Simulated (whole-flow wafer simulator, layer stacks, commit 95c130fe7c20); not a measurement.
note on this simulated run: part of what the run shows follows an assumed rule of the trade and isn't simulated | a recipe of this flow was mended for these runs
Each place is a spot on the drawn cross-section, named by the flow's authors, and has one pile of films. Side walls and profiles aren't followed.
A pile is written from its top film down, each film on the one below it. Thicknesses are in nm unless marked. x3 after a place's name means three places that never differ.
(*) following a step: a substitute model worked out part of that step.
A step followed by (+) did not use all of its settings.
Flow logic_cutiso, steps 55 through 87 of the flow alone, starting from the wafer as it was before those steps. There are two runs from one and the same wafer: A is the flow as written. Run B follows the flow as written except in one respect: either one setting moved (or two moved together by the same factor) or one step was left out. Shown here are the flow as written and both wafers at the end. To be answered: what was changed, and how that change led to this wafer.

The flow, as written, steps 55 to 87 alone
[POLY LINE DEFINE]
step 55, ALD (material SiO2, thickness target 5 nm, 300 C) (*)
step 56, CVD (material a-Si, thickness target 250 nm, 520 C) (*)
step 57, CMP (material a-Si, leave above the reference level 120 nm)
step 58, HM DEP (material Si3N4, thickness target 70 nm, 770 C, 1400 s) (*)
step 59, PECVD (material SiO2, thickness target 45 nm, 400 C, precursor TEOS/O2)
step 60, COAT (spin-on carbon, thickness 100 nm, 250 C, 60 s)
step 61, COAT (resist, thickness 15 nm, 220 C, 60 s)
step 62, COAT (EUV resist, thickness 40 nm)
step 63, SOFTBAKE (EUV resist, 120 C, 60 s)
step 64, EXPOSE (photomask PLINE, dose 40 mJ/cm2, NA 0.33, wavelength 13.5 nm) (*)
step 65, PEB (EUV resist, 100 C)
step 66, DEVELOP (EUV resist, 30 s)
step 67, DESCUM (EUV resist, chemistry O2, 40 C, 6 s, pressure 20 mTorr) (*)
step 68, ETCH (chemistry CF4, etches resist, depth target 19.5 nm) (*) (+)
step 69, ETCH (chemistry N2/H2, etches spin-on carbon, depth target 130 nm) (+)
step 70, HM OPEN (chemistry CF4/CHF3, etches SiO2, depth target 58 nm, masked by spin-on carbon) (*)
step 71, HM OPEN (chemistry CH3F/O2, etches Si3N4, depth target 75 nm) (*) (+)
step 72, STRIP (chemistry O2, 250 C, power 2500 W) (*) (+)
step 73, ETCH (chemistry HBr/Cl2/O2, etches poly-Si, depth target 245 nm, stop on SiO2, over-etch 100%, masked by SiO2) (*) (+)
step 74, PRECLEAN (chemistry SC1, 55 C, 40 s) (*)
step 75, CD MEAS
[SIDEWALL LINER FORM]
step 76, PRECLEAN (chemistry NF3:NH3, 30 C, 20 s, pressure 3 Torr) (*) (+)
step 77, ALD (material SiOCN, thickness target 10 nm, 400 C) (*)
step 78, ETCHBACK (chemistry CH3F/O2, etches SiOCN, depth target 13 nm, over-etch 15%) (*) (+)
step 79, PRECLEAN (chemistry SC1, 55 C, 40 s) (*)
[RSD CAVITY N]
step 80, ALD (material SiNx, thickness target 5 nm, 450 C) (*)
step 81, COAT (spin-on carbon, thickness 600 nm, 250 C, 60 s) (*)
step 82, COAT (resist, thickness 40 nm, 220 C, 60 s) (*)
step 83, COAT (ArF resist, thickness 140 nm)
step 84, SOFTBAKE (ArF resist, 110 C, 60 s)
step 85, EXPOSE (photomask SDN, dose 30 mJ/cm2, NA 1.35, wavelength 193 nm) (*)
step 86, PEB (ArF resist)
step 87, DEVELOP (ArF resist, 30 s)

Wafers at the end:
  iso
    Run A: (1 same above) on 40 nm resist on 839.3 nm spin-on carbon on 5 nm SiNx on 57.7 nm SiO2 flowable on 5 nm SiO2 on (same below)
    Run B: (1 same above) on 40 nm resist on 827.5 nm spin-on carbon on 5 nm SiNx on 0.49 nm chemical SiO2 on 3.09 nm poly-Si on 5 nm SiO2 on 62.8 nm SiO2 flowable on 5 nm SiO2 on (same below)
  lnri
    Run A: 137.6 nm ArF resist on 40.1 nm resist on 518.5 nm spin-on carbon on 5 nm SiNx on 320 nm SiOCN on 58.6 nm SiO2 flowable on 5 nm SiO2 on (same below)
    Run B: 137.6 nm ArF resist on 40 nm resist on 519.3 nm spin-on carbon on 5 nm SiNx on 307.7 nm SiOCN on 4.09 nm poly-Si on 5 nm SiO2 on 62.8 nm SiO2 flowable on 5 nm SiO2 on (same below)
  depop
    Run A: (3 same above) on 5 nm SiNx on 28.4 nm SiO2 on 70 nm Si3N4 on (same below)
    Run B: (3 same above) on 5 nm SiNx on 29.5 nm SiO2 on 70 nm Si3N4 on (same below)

Cause: step 73, ETCH: depth target 104.1 nm was run, though the flow has depth target 245 nm.

How this came from the change, step by step:
  step 73, ETCH (chemistry HBr/Cl2/O2, etches poly-Si, depth target 245 nm, stop on SiO2, over-etch 100%, masked by SiO2) (*) (+)
      iso, lnri: A chemical SiO2 loses 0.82 (all of it), poly-Si loses 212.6 (all of it), SiO2 loses 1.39 | B chemical SiO2 loses 0.82 (all of it), poly-Si loses 208.2
      depop, dpovl x3, gfld and 8 more: A SiO2 loses 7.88 | B SiO2 loses 6.79
      (as well as at 7 more places)
  step 76, PRECLEAN (chemistry NF3:NH3, 30 C, 20 s, pressure 3 Torr) (*) (+)
      iso, lnri: A SiO2 loses 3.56 (all of it), SiO2 flowable loses 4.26 | B chemical SiO2 loses 0.49 (all of it)
      lnr, lnrp, lnrt, rsdn, rsdp, rsdw, rsdx: A SiO2 loses 3.09 (all of it), chemical SiO2 loses 0.49 (all of it) | B SiO2 loses 4.5 (all of it), chemical SiO2 loses 0.49 (all of it)
  step 78, ETCHBACK (chemistry CH3F/O2, etches SiOCN, depth target 13 nm, over-etch 15%) (*) (+)
      iso: A SiOCN loses 10 (all of it), SiO2 flowable loses 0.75 | B SiOCN loses 10 (all of it), poly-Si loses 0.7
